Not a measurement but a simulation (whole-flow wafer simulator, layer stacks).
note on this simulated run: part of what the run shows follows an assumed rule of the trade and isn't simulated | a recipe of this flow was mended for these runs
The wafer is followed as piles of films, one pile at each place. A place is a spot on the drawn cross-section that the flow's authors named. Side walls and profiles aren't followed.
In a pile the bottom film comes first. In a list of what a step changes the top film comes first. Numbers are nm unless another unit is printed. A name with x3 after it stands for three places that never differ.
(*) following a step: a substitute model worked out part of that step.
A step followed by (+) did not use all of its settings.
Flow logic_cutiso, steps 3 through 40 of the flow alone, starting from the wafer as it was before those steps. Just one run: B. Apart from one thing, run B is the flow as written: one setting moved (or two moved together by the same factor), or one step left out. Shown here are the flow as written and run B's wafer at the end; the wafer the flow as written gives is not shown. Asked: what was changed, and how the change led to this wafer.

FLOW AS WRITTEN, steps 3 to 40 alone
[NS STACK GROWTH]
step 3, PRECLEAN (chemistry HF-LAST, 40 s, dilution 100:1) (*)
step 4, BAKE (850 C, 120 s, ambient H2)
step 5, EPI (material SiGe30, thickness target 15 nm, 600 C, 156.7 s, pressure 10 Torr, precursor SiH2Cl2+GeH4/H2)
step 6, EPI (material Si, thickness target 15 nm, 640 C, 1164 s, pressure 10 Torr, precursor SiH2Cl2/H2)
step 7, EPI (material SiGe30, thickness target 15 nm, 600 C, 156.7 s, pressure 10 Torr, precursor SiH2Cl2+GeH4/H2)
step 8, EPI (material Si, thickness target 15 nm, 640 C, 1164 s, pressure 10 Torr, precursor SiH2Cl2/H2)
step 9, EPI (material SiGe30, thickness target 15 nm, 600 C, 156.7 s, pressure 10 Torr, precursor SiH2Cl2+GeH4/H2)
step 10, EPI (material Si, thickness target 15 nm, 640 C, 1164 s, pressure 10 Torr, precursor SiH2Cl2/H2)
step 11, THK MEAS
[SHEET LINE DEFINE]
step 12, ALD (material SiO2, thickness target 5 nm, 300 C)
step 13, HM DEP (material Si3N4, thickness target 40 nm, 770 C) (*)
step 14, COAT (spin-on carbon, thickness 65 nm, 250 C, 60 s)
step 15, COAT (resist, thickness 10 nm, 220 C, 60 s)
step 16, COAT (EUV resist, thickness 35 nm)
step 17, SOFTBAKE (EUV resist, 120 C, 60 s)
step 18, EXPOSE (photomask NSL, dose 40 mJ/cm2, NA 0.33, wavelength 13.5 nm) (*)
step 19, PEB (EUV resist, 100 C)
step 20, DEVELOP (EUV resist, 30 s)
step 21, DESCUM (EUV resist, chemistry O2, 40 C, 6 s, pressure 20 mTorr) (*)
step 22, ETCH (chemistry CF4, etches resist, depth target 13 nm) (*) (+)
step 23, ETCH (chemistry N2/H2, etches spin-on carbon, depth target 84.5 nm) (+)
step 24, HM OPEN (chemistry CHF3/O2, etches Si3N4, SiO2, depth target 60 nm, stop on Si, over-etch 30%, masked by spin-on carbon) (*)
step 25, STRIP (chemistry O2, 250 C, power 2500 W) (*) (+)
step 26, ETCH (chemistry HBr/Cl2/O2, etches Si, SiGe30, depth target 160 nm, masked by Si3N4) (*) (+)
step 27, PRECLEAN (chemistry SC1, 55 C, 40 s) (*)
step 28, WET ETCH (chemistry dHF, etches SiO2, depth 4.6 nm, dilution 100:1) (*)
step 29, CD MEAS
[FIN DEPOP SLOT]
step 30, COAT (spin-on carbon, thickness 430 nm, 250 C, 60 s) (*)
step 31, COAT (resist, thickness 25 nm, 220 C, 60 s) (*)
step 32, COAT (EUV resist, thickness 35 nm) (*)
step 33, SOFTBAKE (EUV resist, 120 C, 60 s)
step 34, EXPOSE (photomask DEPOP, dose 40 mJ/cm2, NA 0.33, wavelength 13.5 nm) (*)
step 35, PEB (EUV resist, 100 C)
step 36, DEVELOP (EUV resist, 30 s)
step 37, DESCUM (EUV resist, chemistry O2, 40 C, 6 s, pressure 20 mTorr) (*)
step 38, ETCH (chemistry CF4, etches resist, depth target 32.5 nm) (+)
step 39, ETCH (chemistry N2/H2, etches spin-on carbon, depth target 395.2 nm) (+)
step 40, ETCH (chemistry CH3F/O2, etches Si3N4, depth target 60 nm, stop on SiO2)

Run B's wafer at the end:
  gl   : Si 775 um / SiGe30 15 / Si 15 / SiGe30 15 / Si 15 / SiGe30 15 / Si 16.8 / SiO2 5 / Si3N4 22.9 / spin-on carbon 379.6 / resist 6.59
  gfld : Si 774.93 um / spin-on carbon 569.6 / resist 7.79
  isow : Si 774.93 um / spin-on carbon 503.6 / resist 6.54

What caused this: step 10, EPI: thickness target 16.8 nm was run, whereas the flow has thickness target 15 nm; step 10, EPI: 1304 s was run, where the flow has 1164 s.
One can read it off the wafer: gl has Si 16.8, and step 10 as written asks for 15 nm.

Step by step, how the change led to this:
  step 10, EPI (material Si, thickness target 15 nm, 640 C, 1164 s, pressure 10 Torr, precursor SiH2Cl2/H2)
      depop, dpovl, gfld and 19 more: +16.8 Si (new film) (in the flow as written it would be: +15 Si (new film))
  step 26, ETCH (chemistry HBr/Cl2/O2, etches Si, SiGe30, depth target 160 nm, masked by Si3N4) (*) (+)
      dpovl, gfld, gxf, iso, isow, lnri, nsgap: -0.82 chemical SiO2 (all of it), -13.8 Si (all of it), -15 SiGe30 (all of it), -15 Si (all of it), -15 SiGe30 (all of it), -15 Si (all of it), -15 SiGe30 (all of it), -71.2 Si (in the flow as written it would be: -0.82 chemical SiO2 (all of it), -12 Si (all of it), -15 SiGe30 (all of it), -15 Si (all of it), -15 SiGe30 (all of it), -15 Si (all of it), -15 SiGe30 (all of it), -73 Si)
